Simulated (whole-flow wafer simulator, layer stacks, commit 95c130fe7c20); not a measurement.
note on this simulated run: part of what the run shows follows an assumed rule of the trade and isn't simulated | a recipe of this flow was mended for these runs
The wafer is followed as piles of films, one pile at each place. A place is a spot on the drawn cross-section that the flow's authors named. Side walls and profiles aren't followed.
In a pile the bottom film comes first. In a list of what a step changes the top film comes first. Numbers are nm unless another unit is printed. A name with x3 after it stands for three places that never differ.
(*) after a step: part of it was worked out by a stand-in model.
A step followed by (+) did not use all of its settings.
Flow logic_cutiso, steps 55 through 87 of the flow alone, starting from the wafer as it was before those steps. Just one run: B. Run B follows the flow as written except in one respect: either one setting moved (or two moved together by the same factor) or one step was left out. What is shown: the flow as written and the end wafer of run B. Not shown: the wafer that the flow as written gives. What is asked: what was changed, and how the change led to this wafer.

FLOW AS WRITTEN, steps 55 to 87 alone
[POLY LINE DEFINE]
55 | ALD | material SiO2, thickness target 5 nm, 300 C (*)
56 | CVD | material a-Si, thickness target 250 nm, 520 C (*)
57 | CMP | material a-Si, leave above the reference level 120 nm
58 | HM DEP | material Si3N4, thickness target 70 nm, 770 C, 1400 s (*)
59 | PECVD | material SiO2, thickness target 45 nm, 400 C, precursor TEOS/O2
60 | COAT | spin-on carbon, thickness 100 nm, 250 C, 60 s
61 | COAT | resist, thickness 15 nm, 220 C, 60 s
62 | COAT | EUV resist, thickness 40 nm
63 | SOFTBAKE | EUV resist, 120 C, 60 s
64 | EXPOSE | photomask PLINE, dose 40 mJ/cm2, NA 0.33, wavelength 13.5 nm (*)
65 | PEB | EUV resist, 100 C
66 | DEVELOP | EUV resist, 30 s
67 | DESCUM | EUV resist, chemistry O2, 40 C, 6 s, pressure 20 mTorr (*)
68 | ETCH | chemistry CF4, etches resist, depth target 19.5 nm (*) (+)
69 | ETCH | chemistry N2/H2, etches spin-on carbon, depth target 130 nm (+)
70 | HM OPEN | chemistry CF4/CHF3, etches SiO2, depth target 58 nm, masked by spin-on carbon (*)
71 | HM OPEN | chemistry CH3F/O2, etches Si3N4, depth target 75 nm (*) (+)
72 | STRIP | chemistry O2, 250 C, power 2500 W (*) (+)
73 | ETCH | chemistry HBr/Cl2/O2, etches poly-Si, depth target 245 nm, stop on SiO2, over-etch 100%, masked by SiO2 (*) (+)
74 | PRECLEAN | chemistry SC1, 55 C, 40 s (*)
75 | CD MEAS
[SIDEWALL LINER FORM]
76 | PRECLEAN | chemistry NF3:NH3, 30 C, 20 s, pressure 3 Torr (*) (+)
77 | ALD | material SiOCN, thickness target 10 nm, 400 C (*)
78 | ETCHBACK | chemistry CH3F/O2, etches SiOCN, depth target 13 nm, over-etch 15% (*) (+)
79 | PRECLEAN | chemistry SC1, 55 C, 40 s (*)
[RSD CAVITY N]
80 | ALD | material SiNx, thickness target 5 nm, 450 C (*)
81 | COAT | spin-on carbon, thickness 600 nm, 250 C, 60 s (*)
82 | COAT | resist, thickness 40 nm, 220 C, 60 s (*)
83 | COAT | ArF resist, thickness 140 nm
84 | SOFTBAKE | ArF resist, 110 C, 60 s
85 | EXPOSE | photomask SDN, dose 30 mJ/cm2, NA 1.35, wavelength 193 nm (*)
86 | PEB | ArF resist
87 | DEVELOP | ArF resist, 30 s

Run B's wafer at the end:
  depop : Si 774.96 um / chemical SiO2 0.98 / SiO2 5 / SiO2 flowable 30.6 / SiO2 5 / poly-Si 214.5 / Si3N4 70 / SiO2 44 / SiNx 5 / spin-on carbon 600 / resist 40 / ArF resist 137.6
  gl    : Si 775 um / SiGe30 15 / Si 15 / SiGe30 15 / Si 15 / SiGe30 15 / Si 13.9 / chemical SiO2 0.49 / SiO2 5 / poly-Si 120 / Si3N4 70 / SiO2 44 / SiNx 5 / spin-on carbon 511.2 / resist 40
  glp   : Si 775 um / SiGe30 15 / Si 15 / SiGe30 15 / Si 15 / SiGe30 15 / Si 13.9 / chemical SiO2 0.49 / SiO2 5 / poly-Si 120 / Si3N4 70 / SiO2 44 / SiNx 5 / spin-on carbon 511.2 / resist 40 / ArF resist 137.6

Cause: step 59, PECVD: thickness target 60.6 nm was run, while the flow as written has thickness target 45 nm.

The path from the change to this, step by step:
  59 | PECVD | material SiO2, thickness target 45 nm, 400 C, precursor TEOS/O2
      depop, dpovl x3, gfld and 17 more: SiO2 gains 60.6 (new film) (as written it would have been: SiO2 gains 45 (new film))
  70 | HM OPEN | chemistry CF4/CHF3, etches SiO2, depth target 58 nm, masked by spin-on carbon (*)
      iso, lnr, lnri and 6 more: SiO2 loses 58 (as written it would have been: SiO2 loses 43.2 (all of it), Si3N4 loses 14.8)
  71 | HM OPEN | chemistry CH3F/O2, etches Si3N4, depth target 75 nm (*) (+)
      iso, lnr, lnri and 6 more: SiO2 loses 0.81 (all of it), Si3N4 loses 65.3 (as written it would have been: Si3N4 loses 55.2 (all of it), poly-Si loses 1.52)
  72 | STRIP | chemistry O2, 250 C, power 2500 W (*) (+)
      iso, lnr, lnri and 6 more: nothing (as written it would have been: chemical SiO2 gains 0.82 (new film), poly-Si loses 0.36)
  73 | ETCH | chemistry HBr/Cl2/O2, etches poly-Si, depth target 245 nm, stop on SiO2, over-etch 100%, masked by SiO2 (*) (+)
      lnr, lnrp, lnrt, rsdn, rsdp, rsdw, rsdx: Si3N4 loses 4.7 (all of it), poly-Si loses 120 (all of it), SiO2 loses 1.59 (as written it would have been: chemical SiO2 loses 0.82 (all of it), poly-Si loses 118.1 (all of it), SiO2 loses 1.86)
      iso, lnri: Si3N4 loses 4.7 (all of it), poly-Si loses 214.5 (all of it), SiO2 loses 1.12 (as written it would have been: chemical SiO2 loses 0.82 (all of it), poly-Si loses 212.6 (all of it), SiO2 loses 1.39)
